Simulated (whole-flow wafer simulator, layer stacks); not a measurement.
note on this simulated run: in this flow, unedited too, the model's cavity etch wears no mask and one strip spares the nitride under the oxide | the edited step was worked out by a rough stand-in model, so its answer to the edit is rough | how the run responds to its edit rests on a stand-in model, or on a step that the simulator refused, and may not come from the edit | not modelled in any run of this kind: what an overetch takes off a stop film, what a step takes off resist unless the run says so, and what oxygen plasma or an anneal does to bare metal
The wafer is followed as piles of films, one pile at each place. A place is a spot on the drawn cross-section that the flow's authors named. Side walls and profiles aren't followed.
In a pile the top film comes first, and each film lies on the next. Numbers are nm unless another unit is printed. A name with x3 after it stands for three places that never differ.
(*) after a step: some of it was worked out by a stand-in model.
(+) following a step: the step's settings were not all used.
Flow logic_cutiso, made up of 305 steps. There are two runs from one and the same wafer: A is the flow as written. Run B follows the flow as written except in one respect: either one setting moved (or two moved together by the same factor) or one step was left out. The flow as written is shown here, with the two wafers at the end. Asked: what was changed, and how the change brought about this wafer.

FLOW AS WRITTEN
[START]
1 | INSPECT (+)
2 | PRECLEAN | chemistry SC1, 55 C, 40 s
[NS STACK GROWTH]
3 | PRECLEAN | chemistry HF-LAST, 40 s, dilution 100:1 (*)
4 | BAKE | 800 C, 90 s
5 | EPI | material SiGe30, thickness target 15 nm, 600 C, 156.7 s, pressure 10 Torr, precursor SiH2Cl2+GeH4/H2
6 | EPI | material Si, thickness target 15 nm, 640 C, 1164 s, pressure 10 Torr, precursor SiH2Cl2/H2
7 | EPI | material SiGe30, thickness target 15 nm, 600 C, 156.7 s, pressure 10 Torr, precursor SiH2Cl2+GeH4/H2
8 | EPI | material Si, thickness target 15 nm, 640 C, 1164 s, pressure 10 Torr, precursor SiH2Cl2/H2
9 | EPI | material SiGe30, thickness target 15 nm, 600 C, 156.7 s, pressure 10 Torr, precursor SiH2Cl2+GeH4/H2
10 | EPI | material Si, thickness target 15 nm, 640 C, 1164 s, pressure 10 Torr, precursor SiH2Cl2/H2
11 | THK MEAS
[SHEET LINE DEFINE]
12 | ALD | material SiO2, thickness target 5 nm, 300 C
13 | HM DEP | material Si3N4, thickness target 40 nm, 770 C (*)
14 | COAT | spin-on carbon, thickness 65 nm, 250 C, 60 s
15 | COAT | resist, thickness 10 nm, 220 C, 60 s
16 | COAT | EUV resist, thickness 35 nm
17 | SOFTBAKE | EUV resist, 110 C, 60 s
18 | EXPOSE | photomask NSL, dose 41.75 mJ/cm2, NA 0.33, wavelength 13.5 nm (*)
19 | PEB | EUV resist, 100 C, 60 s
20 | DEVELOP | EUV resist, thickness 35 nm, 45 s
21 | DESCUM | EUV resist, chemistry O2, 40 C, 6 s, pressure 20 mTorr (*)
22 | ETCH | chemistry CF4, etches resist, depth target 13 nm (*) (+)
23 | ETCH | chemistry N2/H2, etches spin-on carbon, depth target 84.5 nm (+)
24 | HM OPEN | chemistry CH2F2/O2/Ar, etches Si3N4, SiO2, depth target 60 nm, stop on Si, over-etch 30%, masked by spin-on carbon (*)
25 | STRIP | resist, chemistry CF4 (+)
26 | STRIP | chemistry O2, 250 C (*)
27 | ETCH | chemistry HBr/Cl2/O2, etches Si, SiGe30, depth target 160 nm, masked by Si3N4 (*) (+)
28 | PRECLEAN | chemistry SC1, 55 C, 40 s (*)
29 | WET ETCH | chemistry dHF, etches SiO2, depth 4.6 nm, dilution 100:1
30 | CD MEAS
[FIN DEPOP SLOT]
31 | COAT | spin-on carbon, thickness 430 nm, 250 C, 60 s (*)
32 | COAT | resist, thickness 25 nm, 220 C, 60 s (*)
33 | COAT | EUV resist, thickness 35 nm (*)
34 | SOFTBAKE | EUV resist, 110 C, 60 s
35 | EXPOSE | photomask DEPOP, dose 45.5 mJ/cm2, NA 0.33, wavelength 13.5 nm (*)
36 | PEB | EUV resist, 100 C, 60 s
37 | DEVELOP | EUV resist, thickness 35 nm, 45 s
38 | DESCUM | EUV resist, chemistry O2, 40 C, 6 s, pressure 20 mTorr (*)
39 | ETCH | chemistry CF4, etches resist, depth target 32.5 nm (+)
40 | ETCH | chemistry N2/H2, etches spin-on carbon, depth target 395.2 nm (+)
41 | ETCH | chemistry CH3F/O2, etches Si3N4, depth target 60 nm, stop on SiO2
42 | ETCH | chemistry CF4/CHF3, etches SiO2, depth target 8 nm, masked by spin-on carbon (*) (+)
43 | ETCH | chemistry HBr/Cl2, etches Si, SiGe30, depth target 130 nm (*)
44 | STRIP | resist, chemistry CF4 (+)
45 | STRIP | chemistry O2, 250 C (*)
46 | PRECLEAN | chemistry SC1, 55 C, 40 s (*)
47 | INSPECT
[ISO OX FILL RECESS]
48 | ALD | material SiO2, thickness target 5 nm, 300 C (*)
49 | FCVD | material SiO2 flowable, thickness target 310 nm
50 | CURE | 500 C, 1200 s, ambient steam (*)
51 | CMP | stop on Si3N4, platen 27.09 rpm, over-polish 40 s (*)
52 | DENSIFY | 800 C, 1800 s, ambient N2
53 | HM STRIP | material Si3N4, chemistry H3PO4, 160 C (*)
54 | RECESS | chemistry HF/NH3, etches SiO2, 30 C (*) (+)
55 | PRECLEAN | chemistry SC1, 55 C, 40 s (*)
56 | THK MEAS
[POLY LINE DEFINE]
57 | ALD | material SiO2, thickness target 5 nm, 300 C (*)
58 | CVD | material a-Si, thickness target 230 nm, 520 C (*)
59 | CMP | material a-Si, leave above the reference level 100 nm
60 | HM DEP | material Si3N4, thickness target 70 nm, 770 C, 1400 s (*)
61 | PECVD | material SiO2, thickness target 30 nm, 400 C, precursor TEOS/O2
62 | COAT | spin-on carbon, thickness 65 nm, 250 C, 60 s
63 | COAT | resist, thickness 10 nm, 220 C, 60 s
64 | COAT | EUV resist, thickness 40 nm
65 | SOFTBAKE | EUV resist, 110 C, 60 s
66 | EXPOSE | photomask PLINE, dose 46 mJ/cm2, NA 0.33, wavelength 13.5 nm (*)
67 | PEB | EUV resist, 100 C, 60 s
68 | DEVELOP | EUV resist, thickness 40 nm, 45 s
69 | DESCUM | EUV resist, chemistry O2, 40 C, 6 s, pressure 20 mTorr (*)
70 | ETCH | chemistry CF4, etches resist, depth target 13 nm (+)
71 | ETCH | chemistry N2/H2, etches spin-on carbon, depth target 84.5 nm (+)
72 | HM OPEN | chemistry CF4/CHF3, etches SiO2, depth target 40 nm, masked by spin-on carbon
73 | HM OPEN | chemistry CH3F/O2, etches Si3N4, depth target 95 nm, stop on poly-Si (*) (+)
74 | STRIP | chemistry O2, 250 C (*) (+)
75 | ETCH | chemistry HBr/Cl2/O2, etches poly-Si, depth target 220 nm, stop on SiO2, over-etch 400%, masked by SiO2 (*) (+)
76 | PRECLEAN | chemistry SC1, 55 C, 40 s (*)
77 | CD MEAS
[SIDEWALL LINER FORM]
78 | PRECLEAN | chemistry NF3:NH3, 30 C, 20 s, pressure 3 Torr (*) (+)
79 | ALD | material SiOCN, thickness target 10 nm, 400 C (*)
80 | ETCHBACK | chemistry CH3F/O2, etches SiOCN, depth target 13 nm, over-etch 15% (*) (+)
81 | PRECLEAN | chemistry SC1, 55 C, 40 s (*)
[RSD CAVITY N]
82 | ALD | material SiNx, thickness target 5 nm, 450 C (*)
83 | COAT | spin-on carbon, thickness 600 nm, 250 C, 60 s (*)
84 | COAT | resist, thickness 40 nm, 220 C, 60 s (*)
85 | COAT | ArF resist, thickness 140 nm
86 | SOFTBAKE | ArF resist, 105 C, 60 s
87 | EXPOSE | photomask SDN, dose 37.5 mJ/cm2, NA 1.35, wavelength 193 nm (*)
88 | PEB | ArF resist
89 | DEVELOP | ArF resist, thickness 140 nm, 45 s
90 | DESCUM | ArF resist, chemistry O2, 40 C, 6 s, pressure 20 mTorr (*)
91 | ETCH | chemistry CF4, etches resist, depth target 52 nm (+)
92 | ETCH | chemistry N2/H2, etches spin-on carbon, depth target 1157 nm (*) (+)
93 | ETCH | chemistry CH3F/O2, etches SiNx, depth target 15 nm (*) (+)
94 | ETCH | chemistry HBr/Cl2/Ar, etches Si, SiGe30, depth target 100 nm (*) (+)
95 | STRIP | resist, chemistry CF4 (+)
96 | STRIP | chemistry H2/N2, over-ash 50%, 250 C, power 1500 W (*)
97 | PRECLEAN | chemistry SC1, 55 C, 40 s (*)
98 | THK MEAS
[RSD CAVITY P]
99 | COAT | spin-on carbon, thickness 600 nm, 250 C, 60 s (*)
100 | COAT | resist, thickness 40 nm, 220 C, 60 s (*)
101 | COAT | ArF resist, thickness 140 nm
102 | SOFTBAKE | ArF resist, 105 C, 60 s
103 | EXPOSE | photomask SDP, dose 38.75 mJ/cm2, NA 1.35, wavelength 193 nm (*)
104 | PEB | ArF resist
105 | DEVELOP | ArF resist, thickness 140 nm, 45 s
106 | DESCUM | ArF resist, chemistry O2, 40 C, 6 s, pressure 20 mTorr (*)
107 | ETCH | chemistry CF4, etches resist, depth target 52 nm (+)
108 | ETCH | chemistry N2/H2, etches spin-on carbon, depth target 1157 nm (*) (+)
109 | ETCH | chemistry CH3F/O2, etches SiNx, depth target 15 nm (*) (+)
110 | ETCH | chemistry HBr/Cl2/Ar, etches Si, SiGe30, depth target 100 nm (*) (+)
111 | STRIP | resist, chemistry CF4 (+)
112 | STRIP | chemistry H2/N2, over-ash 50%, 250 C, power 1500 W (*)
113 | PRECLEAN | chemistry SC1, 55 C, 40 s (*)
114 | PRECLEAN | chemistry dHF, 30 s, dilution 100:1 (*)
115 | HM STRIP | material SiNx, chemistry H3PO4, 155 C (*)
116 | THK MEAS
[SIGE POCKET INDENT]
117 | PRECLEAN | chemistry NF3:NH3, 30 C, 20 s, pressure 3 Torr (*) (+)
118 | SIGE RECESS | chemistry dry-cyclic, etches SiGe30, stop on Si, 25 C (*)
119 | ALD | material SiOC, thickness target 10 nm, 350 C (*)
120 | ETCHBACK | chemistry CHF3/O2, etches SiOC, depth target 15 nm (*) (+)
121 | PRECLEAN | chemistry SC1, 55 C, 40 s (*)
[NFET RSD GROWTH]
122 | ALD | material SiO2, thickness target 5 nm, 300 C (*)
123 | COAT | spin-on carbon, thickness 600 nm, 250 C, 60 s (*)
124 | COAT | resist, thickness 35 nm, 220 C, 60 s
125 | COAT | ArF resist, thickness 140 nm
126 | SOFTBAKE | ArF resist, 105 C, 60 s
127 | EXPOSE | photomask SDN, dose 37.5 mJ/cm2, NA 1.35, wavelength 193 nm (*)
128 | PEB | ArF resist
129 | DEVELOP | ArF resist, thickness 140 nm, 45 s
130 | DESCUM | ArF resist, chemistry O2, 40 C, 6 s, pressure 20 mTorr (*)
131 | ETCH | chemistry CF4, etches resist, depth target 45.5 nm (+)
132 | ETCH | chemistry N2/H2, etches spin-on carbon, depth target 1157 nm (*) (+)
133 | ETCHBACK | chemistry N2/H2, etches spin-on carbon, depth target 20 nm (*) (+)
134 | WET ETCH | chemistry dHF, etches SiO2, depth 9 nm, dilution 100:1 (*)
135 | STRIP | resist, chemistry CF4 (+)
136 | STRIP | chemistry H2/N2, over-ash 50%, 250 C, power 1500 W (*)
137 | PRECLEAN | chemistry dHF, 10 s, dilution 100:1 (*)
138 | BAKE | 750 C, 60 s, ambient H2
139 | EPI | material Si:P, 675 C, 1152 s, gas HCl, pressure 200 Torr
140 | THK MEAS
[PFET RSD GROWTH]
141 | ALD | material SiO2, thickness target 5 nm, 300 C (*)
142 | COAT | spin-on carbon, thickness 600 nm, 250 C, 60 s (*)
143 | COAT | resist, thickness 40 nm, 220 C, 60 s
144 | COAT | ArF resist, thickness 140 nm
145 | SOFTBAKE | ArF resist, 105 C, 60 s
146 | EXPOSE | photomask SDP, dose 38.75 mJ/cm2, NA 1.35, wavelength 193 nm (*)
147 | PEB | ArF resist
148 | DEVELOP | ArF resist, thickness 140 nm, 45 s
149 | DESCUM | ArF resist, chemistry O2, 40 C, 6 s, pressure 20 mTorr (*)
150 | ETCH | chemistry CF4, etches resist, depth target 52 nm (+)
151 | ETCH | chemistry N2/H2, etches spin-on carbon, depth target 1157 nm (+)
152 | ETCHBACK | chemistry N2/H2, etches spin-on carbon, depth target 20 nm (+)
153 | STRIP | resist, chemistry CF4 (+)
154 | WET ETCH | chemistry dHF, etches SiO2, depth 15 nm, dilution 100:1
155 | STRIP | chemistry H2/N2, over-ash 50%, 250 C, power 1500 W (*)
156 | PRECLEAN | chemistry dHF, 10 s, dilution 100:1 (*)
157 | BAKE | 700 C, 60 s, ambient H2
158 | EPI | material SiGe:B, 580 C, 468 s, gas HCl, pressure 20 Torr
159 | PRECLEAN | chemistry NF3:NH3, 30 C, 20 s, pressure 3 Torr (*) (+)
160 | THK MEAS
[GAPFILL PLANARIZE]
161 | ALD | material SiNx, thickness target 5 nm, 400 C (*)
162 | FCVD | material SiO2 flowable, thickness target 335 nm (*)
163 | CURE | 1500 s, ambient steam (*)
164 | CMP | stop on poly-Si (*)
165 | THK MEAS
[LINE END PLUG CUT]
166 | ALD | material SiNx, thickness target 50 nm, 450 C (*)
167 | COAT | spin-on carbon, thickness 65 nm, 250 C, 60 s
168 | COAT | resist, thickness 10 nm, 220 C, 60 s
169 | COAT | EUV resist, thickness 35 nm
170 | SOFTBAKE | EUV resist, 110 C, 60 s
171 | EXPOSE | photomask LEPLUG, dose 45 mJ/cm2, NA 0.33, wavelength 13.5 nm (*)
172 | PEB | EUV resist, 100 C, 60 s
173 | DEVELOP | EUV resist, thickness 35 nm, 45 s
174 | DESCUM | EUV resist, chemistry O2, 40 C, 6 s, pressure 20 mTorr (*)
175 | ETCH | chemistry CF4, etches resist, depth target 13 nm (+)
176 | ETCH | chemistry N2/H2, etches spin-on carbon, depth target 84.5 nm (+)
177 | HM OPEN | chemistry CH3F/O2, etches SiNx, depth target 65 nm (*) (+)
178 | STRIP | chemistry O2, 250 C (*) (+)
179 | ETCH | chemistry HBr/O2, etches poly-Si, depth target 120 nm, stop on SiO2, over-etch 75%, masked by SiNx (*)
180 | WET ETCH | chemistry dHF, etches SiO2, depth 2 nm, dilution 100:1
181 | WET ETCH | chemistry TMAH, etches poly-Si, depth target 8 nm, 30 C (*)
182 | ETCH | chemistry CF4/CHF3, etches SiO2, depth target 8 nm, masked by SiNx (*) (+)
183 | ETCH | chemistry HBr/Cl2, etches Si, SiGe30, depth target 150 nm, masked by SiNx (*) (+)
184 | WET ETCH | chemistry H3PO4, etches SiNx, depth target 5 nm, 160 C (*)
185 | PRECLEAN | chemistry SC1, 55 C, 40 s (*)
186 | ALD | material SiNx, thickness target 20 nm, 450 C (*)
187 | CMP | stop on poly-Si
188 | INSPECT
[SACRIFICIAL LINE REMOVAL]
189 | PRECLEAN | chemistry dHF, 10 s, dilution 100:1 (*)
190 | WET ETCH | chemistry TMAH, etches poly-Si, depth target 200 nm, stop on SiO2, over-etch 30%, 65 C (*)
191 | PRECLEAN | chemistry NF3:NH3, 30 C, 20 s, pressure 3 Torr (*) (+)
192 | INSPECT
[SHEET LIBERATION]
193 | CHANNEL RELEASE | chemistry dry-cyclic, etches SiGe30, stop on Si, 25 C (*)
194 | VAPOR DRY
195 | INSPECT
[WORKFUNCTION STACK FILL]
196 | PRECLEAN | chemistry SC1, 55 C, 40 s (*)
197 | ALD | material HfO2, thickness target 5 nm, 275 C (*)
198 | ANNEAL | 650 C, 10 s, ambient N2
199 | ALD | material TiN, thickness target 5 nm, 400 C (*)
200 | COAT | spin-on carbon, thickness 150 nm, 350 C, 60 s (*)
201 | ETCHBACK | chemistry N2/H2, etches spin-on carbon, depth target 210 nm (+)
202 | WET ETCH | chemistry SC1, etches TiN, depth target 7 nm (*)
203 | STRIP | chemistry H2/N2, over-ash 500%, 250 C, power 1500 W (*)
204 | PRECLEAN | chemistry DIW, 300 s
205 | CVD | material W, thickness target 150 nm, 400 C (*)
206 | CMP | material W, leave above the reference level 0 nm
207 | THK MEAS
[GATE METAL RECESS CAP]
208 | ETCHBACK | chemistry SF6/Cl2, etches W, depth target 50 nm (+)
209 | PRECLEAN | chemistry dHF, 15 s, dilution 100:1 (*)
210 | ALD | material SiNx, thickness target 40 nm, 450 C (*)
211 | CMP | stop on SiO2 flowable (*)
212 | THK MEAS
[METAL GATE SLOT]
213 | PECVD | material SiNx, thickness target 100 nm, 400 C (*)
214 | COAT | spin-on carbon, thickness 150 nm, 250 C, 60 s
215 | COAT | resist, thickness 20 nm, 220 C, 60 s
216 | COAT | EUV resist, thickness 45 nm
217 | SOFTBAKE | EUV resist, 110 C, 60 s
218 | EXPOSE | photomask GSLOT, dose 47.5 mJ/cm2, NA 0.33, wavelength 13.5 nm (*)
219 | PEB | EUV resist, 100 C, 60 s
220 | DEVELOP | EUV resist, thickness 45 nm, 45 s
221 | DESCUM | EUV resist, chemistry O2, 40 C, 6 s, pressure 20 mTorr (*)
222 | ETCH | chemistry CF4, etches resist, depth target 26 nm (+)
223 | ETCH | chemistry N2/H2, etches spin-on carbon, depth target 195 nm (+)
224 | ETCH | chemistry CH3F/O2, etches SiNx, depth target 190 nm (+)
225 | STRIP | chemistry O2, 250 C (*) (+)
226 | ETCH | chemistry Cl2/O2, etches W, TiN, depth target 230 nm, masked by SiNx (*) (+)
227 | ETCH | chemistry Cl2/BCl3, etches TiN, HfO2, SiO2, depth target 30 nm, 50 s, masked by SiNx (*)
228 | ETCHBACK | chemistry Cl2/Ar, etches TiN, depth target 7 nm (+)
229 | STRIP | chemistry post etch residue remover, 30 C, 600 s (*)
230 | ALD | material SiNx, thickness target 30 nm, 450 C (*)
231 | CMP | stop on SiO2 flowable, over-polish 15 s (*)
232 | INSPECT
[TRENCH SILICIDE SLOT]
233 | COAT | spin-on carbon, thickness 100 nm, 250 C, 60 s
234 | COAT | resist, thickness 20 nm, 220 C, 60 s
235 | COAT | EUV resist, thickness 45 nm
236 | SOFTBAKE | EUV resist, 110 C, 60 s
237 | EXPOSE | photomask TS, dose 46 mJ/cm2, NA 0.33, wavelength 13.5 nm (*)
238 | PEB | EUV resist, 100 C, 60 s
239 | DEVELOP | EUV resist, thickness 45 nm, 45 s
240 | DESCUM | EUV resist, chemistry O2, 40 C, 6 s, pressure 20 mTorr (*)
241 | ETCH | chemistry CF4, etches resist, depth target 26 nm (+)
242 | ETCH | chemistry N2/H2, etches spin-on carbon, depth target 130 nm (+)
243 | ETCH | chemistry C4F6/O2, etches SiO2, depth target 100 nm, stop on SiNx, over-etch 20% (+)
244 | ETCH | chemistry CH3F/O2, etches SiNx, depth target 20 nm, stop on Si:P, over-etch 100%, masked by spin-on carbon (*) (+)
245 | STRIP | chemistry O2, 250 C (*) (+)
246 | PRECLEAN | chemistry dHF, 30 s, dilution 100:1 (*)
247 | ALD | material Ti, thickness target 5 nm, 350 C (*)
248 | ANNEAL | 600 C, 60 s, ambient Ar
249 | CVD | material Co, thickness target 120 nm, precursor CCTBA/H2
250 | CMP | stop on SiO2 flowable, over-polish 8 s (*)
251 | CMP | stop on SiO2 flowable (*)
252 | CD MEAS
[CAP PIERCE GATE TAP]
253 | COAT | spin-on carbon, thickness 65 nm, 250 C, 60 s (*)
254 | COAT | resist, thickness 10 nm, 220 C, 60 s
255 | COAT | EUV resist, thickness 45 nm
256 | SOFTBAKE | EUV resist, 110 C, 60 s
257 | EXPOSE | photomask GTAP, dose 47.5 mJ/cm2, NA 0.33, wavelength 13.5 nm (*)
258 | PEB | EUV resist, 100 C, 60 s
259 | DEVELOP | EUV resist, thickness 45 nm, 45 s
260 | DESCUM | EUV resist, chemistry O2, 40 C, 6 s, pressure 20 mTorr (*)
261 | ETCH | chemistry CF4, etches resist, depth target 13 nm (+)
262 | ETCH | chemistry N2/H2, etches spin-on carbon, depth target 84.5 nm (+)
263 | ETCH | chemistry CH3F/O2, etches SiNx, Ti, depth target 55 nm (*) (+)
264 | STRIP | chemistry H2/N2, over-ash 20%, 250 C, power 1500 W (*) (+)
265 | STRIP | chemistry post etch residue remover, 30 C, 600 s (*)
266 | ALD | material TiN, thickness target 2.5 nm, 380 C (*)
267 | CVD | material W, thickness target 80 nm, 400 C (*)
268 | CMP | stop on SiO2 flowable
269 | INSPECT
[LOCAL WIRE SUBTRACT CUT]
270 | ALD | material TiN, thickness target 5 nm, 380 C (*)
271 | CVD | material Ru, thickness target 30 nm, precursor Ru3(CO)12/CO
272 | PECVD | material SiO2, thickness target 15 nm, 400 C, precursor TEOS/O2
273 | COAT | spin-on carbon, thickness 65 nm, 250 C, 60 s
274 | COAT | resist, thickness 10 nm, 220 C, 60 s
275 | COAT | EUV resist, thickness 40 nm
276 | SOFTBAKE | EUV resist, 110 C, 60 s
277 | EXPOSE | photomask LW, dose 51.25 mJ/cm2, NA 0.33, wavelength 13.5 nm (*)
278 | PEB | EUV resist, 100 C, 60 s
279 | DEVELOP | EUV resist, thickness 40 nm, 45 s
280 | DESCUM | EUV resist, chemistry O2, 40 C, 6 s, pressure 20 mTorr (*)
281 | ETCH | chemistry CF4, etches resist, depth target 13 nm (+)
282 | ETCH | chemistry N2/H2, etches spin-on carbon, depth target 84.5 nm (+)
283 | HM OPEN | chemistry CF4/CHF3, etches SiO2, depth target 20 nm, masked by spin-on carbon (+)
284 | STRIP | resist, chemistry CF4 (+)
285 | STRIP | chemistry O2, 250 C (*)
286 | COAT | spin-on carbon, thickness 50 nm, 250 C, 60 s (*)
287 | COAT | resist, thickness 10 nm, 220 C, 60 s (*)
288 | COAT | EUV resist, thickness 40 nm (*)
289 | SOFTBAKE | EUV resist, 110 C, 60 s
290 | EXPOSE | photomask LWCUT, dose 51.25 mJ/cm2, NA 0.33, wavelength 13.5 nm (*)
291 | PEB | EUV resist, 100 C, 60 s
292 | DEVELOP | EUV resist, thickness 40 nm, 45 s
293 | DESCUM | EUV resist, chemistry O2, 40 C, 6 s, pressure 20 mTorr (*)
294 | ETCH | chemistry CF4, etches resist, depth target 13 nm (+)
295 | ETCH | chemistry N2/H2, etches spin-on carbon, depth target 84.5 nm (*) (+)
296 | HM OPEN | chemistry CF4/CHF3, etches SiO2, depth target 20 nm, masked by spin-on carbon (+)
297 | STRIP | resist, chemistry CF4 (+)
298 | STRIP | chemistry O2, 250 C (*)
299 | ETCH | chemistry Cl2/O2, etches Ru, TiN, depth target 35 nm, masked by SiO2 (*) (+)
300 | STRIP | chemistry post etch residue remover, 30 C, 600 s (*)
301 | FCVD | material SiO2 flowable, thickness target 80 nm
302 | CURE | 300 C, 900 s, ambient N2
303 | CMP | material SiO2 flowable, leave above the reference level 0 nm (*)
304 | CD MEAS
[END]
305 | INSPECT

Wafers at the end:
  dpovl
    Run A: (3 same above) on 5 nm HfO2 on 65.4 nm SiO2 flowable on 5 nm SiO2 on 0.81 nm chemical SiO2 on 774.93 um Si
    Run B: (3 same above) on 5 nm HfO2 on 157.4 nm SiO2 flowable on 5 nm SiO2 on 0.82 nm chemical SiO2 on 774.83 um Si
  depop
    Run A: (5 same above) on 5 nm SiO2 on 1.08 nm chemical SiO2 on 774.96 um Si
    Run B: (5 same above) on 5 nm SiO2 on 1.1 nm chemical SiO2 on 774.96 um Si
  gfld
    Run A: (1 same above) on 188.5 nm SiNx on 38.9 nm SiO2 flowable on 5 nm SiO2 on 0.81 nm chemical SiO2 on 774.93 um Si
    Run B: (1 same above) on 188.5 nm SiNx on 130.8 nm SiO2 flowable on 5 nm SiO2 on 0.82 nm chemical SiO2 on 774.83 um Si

The reason: step 27, ETCH: depth target 252 nm was run, while the flow as written has depth target 160 nm.

Step by step, how the change led to this:
  27 | ETCH | chemistry HBr/Cl2/O2, etches Si, SiGe30, depth target 160 nm, masked by Si3N4 (*) (+)
      depop, gl, glp and 12 more: A -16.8 Si3N4 | B -25.2 Si3N4
      gfld, gxf, iso, lnri: A -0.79 chemical SiO2 (all of it), -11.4 Si (all of it), -15 SiGe30 (all of it), -15 Si (all of it), -15 SiGe30 (all of it), -15 Si (all of it), -15 SiGe30 (all of it), -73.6 Si | B -0.79 chemical SiO2 (all of it), -11.4 Si (all of it), -15 SiGe30 (all of it), -15 Si (all of it), -15 SiGe30 (all of it), -15 Si (all of it), -15 SiGe30 (all of it), -165.6 Si
      (also at 3 further places)
  31 | COAT | spin-on carbon, thickness 430 nm, 250 C, 60 s (*)
      depop, ns: A +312 spin-on carbon (new film) | B +260.5 spin-on carbon (new film)
      dpovl, nsgap: A +503.7 spin-on carbon (new film) | B +535.9 spin-on carbon (new film)
      (also at 18 further places)
  40 | ETCH | chemistry N2/H2, etches spin-on carbon, depth target 395.2 nm (+)
      depop: A -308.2 spin-on carbon (all of it), -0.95 Si3N4 | B -256.8 spin-on carbon (all of it), -1.51 Si3N4
  41 | ETCH | chemistry CH3F/O2, etches Si3N4, depth target 60 nm, stop on SiO2
      gfld, gl, glp and 17 more: A -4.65 resist | B -2.86 resist
      depop: A -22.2 Si3N4 (all of it), -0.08 SiO2 | B -13.3 Si3N4 (all of it), -0.08 SiO2
      (also at 1 further place)
  42 | ETCH | chemistry CF4/CHF3, etches SiO2, depth target 8 nm, masked by spin-on carbon (*) (+)
      gl: A -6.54 resist (all of it), -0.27 spin-on carbon | B -7.38 resist
      gxf: A -7.42 resist (all of it) | B -7.38 resist
      (also at 16 further places)
  43 | ETCH | chemistry HBr/Cl2, etches Si, SiGe30, depth target 130 nm (*)
      isow, ns: A -32 spin-on carbon | B -0.9 resist (all of it), -30.7 spin-on carbon
      gl: A -32 spin-on carbon | B -0.97 resist (all of it), -30.6 spin-on carbon
      (also at 9 further places)
  45 | STRIP | chemistry O2, 250 C (*)
      gfld, lnri: A +0.82 chemical SiO2 (new film), -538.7 spin-on carbon (all of it), -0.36 Si | B +0.83 chemical SiO2 (new film), -603 spin-on carbon (all of it), -0.37 Si
      glp, tap: A -347.6 spin-on carbon (all of it) | B -326.4 spin-on carbon (all of it)
      (also at 17 further places)
  49 | FCVD | material SiO2 flowable, thickness target 310 nm
      gl, glp, gxn and 10 more: A +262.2 SiO2 flowable (new film) | B +241.3 SiO2 flowable (new film)
      gfld, gxf, iso, lnri: A +453.9 SiO2 flowable (new film) | B +516.7 SiO2 flowable (new film)
      (also at 5 further places)
  50 | CURE | 500 C, 1200 s, ambient steam (*)
      depop: A -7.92 SiO2 flowable | B -7.25 SiO2 flowable
      dpovl: A -7.92 SiO2 flowable | B -7.26 SiO2 flowable
      (also at 13 further places)
  51 | CMP | stop on Si3N4, platen 27.09 rpm, over-polish 40 s (*)
      lnrt, rsdn, tap: A -254.2 SiO2 flowable (all of it), -5 SiO2 (all of it), -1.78 Si3N4 | B -234 SiO2 flowable (all of it), -5 SiO2 (all of it), -1.78 Si3N4
      gxn, gxp: A -253 SiO2 flowable (all of it), -5 SiO2 (all of it), -1.78 Si3N4 | B -232.5 SiO2 flowable (all of it), -5 SiO2 (all of it), -1.78 Si3N4
      (also at 17 further places)
  52 | DENSIFY | 800 C, 1800 s, ambient N2
      gfld, gxf, iso, lnri: A -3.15 SiO2 flowable | B -5.15 SiO2 flowable
      dpovl: A -2.82 SiO2 flowable | B -3.74 SiO2 flowable
      (also at 2 further places)
  53 | HM STRIP | material Si3N4, chemistry H3PO4, 160 C (*)
      gl, glp, gxn and 11 more: A -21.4 Si3N4 (all of it), -0.36 SiO2 | B -13 Si3N4 (all of it), -0.22 SiO2
      depop, dpovl, gfld, gxf, iso, isow, lnri, nsgap: A -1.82 SiO2 flowable | B -1.11 SiO2 flowable
  54 | RECESS | chemistry HF/NH3, etches SiO2, 30 C (*) (+)
      gfld, gxf, iso, lnri: A -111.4 SiO2 flowable | B -101.8 SiO2 flowable
      depop: A -111.9 SiO2 flowable | B -104.4 SiO2 flowable
      (also at 3 further places)
